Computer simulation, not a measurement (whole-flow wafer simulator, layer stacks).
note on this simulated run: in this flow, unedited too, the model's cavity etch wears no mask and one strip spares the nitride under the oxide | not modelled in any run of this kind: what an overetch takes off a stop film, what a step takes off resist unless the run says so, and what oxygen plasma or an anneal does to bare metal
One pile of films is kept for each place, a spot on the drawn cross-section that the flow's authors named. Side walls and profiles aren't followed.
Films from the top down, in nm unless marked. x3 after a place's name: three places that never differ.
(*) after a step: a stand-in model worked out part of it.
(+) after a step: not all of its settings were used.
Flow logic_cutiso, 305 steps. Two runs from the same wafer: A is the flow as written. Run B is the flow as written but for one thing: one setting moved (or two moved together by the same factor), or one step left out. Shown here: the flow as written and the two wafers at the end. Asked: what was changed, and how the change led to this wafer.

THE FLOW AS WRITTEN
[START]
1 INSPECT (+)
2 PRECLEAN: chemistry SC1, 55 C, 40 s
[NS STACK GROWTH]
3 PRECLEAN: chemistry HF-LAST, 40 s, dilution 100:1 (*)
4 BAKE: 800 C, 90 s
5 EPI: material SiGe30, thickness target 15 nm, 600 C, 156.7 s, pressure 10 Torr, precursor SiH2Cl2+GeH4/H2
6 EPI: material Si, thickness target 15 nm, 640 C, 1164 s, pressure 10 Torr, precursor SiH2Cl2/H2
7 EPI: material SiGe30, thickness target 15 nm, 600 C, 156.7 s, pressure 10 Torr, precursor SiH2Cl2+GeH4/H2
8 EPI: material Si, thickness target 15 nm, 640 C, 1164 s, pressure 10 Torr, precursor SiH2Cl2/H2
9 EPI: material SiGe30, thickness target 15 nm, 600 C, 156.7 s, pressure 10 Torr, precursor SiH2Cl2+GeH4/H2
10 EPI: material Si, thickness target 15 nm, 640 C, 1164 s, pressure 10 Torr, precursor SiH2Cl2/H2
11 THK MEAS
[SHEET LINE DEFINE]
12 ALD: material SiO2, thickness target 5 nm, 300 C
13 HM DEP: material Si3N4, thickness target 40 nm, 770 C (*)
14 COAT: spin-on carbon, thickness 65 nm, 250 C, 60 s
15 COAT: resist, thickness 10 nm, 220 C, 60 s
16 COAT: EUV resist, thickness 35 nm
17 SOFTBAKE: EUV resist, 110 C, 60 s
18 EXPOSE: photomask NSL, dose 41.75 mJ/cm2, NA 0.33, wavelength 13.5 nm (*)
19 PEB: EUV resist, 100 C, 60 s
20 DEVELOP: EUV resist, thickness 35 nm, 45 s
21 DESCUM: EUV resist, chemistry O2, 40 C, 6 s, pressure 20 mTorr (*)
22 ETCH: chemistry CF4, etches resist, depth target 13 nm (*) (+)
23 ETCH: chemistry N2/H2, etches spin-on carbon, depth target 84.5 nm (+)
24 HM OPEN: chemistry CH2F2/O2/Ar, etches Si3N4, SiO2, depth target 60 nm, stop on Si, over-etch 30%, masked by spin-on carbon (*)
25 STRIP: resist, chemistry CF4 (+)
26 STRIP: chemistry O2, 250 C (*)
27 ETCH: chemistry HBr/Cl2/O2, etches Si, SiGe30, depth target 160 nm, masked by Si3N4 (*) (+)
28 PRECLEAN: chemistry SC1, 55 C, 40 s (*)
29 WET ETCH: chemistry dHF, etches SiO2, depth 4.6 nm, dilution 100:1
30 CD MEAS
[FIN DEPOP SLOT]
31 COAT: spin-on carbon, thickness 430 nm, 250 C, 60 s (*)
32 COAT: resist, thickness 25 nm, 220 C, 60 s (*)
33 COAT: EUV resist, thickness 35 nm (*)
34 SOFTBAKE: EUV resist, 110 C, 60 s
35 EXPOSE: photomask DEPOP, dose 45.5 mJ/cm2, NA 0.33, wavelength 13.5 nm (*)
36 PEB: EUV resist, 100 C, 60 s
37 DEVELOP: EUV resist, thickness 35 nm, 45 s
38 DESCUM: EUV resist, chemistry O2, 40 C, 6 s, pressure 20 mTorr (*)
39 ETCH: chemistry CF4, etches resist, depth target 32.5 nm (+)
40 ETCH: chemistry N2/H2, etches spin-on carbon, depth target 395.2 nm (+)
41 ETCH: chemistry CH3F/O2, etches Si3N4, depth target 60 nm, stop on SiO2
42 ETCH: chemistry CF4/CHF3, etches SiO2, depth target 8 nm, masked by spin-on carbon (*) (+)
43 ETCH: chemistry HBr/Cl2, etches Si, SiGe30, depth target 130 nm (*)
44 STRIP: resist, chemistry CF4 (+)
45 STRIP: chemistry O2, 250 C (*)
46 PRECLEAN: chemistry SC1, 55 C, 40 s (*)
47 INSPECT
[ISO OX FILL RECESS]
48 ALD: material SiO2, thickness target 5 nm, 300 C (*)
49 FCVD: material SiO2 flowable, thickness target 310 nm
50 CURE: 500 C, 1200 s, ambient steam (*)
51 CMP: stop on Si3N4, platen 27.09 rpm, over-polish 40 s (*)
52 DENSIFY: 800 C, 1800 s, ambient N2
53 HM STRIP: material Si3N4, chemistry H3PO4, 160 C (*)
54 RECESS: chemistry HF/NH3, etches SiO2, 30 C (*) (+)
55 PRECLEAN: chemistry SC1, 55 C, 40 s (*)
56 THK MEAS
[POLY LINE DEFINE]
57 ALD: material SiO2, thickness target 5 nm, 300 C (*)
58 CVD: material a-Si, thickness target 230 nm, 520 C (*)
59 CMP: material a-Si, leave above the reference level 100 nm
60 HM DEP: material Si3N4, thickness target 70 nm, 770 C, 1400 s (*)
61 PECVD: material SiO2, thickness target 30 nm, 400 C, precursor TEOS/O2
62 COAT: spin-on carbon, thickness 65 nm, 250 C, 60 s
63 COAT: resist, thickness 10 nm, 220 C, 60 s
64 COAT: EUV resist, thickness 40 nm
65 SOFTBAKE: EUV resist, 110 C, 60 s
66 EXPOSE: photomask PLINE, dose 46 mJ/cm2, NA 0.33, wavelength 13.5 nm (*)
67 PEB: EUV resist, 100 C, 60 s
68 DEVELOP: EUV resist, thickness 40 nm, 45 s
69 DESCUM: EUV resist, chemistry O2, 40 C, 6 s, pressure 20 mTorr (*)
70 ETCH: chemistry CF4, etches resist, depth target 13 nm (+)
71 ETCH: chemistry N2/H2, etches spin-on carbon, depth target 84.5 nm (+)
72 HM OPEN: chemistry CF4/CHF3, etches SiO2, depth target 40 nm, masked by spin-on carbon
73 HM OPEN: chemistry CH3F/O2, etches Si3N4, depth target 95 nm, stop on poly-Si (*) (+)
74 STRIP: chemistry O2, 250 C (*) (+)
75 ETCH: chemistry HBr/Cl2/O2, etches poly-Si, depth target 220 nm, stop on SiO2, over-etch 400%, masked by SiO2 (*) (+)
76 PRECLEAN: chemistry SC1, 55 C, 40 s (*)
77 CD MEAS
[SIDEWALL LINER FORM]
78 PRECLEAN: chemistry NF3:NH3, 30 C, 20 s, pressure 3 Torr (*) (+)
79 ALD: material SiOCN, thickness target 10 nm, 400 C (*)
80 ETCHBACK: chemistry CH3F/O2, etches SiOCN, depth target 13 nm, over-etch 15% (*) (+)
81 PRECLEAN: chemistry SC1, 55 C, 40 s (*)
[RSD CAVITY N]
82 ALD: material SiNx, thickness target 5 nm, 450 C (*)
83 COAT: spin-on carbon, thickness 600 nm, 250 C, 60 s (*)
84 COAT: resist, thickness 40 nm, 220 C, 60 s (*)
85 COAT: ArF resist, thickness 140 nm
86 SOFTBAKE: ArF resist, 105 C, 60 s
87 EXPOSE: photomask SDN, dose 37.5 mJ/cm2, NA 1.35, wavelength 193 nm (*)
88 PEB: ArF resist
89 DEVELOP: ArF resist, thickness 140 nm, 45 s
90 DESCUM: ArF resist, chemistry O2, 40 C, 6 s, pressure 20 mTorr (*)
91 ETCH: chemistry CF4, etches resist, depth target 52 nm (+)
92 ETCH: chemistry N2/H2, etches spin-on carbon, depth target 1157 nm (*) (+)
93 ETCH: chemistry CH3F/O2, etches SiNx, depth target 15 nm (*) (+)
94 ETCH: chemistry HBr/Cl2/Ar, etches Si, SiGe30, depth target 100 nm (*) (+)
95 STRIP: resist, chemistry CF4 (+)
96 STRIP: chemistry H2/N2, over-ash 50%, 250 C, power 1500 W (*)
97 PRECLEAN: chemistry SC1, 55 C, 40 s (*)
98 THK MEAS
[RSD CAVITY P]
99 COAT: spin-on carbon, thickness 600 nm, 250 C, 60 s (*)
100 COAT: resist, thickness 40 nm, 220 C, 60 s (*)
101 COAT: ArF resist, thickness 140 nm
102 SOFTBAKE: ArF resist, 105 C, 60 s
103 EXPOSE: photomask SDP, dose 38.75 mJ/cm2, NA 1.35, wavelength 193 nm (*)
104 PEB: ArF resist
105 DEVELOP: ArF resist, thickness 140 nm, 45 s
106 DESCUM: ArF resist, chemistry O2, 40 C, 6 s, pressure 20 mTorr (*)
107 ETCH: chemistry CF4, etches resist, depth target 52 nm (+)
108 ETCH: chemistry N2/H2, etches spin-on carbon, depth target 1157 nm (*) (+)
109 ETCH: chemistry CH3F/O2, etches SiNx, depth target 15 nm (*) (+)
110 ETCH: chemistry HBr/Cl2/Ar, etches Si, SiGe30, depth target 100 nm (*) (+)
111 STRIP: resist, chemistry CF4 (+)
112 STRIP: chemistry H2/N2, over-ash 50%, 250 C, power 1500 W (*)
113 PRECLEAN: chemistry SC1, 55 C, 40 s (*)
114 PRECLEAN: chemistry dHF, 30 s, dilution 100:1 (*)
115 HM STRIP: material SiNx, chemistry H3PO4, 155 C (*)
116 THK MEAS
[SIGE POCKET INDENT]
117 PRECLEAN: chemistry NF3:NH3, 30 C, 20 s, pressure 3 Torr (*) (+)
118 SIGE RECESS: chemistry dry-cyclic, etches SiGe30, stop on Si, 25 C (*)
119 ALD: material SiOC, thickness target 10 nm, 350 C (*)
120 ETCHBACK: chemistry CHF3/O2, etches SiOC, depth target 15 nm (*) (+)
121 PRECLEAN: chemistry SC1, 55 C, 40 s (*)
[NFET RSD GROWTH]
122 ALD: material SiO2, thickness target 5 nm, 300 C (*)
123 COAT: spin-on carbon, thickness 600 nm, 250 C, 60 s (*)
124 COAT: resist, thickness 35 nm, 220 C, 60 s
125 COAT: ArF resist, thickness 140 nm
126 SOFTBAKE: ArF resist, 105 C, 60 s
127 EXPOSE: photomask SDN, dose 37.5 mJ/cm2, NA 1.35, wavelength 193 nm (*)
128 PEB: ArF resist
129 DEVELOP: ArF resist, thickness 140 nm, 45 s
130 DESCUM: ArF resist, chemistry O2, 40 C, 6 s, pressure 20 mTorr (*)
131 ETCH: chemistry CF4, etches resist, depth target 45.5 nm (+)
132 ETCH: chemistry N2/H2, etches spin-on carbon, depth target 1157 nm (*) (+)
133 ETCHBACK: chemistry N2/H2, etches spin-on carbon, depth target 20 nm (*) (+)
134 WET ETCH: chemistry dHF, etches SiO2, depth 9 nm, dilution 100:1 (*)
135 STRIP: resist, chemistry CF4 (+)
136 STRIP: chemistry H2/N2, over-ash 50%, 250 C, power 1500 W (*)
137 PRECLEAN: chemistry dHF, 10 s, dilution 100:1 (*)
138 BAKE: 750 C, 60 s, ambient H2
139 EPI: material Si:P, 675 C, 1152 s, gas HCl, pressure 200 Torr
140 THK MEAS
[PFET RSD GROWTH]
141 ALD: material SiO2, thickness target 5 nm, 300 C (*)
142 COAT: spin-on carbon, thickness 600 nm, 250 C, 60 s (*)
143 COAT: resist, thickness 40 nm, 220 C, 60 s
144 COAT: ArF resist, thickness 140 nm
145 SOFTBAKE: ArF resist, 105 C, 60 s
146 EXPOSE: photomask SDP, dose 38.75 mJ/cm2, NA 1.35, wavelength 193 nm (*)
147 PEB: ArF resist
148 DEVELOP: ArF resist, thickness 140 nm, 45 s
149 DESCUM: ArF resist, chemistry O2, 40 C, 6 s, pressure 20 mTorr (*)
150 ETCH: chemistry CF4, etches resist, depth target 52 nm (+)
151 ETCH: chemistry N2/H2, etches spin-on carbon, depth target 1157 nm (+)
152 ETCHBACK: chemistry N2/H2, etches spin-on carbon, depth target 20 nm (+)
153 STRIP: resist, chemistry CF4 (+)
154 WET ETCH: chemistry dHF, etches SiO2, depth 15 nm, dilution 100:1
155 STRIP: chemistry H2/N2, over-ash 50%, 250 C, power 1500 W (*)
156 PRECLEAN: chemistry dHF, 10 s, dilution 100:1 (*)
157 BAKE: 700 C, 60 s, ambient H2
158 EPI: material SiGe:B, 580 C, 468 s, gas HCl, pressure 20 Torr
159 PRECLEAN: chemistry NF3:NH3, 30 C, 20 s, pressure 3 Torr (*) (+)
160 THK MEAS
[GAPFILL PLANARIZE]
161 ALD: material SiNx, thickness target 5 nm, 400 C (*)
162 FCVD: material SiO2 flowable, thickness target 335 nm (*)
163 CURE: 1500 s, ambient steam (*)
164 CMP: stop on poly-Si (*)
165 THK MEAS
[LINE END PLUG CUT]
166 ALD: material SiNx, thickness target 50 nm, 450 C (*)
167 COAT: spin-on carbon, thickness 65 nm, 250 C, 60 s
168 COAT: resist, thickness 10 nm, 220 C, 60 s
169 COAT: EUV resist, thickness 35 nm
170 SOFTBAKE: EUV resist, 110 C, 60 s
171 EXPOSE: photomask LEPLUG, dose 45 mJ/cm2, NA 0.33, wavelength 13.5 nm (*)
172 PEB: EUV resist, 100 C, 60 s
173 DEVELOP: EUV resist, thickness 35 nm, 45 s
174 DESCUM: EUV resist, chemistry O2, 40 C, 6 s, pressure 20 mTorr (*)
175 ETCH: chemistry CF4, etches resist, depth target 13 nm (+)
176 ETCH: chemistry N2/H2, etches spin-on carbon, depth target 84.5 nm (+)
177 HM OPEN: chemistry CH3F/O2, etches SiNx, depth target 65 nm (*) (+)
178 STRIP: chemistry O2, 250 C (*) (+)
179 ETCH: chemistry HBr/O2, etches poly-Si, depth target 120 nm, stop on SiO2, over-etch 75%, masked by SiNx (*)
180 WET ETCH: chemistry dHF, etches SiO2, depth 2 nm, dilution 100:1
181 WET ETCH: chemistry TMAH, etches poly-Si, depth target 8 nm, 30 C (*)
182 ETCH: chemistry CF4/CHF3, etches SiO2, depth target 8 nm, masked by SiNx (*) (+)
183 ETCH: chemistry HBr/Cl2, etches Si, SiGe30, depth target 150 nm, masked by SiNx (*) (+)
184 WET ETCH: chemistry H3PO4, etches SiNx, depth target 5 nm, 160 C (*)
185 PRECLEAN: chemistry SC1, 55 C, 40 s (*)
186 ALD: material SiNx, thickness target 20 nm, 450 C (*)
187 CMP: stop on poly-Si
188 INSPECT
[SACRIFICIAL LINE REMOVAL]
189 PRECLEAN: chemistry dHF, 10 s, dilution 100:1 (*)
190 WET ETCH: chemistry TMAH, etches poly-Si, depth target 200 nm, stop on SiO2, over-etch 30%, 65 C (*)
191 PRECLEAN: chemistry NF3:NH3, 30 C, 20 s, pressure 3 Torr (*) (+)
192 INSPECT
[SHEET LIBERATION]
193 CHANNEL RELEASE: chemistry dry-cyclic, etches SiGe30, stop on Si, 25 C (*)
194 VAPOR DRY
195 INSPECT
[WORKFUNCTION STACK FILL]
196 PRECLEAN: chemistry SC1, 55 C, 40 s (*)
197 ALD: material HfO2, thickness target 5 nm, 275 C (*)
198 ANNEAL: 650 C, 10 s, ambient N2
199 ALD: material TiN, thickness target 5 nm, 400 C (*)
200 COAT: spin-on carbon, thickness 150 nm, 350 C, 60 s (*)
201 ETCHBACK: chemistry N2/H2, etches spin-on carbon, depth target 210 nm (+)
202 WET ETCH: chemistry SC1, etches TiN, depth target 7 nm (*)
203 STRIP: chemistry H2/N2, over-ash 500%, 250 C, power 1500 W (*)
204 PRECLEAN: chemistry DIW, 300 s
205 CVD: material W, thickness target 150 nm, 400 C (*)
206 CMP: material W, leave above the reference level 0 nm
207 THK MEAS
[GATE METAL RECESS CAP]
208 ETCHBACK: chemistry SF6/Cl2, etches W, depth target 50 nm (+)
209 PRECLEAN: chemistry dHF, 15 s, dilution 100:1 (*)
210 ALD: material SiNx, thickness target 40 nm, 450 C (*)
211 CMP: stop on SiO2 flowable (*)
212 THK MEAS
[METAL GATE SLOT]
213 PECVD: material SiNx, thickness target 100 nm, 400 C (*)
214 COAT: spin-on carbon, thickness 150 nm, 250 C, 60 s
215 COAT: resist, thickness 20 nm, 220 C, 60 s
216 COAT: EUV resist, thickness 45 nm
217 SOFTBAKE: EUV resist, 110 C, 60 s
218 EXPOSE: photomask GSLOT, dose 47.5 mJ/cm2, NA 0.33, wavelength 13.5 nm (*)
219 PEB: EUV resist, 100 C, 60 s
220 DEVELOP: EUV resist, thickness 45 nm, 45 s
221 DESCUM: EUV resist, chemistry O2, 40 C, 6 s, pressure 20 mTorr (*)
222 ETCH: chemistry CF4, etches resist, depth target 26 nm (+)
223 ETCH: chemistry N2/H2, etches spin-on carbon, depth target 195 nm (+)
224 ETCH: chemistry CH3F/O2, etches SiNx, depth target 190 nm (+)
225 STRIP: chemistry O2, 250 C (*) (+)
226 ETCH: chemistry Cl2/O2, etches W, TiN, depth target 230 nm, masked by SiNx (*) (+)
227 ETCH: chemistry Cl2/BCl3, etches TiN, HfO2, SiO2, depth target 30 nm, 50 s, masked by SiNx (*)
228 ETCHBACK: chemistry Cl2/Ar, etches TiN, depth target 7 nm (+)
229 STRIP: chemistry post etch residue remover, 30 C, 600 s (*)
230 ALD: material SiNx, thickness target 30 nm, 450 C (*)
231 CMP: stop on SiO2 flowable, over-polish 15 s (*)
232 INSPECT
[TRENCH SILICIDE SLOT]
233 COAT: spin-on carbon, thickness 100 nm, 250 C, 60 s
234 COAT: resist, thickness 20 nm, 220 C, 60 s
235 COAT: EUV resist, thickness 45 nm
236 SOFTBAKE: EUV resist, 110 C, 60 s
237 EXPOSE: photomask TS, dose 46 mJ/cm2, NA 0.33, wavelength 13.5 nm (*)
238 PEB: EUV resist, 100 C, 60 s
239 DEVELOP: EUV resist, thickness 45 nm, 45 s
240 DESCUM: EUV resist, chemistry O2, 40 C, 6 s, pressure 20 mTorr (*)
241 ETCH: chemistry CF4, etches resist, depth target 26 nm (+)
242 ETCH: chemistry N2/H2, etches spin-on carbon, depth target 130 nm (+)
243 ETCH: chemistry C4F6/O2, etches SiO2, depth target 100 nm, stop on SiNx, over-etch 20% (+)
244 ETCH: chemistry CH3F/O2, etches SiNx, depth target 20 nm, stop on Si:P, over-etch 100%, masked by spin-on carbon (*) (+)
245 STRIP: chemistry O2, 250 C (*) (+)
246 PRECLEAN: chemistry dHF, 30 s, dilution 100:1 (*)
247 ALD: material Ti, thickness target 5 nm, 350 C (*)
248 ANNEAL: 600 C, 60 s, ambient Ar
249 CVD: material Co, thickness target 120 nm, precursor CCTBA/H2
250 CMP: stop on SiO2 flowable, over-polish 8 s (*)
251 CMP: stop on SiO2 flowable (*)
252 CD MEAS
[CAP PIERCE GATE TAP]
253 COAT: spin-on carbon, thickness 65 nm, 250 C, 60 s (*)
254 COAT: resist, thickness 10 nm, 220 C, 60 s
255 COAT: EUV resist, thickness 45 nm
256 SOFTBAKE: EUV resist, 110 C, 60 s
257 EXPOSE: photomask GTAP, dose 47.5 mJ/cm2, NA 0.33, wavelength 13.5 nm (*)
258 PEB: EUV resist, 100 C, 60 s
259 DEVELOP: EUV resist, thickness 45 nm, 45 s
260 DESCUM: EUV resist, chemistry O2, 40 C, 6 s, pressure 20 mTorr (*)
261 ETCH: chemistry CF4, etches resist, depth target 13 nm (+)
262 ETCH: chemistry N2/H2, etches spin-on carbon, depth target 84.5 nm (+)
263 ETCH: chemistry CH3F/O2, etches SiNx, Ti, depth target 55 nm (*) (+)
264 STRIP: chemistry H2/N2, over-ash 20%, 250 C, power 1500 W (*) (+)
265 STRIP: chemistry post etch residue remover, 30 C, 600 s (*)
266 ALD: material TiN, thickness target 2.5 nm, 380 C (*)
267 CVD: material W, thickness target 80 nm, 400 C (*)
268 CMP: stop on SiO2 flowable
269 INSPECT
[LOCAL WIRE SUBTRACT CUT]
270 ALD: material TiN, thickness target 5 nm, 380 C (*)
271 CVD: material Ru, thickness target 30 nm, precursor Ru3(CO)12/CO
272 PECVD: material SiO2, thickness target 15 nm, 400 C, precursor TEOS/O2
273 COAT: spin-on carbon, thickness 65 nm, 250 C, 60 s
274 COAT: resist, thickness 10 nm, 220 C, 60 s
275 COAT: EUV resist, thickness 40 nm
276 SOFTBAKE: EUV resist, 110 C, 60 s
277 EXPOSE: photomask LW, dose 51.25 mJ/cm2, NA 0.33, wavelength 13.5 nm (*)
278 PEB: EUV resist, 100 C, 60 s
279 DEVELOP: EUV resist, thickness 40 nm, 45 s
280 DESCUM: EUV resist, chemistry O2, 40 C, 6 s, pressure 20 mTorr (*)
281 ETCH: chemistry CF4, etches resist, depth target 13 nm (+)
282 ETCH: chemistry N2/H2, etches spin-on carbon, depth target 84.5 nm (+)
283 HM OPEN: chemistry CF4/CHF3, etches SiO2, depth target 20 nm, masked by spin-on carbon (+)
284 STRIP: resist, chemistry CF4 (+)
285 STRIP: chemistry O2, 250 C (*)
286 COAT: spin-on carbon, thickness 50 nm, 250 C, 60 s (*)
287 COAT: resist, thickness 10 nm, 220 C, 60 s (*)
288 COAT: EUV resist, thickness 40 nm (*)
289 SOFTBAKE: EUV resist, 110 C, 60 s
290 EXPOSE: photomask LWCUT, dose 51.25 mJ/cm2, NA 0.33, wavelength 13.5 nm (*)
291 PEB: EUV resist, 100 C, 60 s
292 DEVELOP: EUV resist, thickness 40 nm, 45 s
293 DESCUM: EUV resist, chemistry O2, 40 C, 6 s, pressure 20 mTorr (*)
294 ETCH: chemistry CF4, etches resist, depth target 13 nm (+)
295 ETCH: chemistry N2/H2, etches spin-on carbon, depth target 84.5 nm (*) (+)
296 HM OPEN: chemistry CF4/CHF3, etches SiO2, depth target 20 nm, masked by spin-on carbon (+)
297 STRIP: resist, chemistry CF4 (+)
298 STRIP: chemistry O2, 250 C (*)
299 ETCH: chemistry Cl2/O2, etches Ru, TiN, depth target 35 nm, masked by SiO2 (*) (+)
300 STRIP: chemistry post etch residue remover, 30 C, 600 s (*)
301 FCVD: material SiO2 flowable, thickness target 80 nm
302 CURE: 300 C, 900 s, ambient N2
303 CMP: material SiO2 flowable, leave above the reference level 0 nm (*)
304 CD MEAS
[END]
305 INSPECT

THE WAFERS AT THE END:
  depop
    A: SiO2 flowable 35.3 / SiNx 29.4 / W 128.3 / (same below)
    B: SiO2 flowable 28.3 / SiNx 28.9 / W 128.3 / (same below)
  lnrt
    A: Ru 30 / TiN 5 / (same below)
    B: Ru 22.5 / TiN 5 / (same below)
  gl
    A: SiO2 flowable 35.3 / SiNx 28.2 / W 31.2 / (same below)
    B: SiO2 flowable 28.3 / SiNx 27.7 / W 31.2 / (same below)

The cause: step 271, CVD: thickness target 22.5 nm was run, where the flow has thickness target 30 nm.
It can be read off the wafer: lnrt has Ru 22.5, and step 271 as written asks for 30 nm.

How the change led to this, step by step:
  271 CVD: material Ru, thickness target 30 nm, precursor Ru3(CO)12/CO
      depop, dpovl, gfld and 19 more: A Ru +30 (new film) | B Ru +22.5 (new film)
  299 ETCH: chemistry Cl2/O2, etches Ru, TiN, depth target 35 nm, masked by SiO2 (*) (+)
      depop, dpovl, gfld and 9 more: A Ru -29.6 (all of it), TiN -5 (all of it) | B Ru -22.1 (all of it), TiN -5 (all of it), SiNx -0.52
      iso, rsdx: A Ru -29.6 (all of it), TiN -5 (all of it) | B Ru -22.1 (all of it), TiN -5 (all of it), SiO2 flowable -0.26
      (and at 4 more places)
  301 FCVD: material SiO2 flowable, thickness target 80 nm
      gfld, gl, glp, gxf, gxn, gxp, plug: A SiO2 flowable +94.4 (new film) | B SiO2 flowable +92.5 (new film)
      lnrt, rsdn, rsdp, tap: A SiO2 flowable +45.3 (new film) | B SiO2 flowable +50.4 (new film)
      (and at 6 more places)
  303 CMP: material SiO2 flowable, leave above the reference level 0 nm (*)
      gfld, gl, glp and 10 more: A SiO2 flowable -59.2 | B SiO2 flowable -64.3
      depop, dpovl, isow, ns, nsgap: A SiO2 flowable -44.7 | B SiO2 flowable -51.7
      (and at 4 more places)
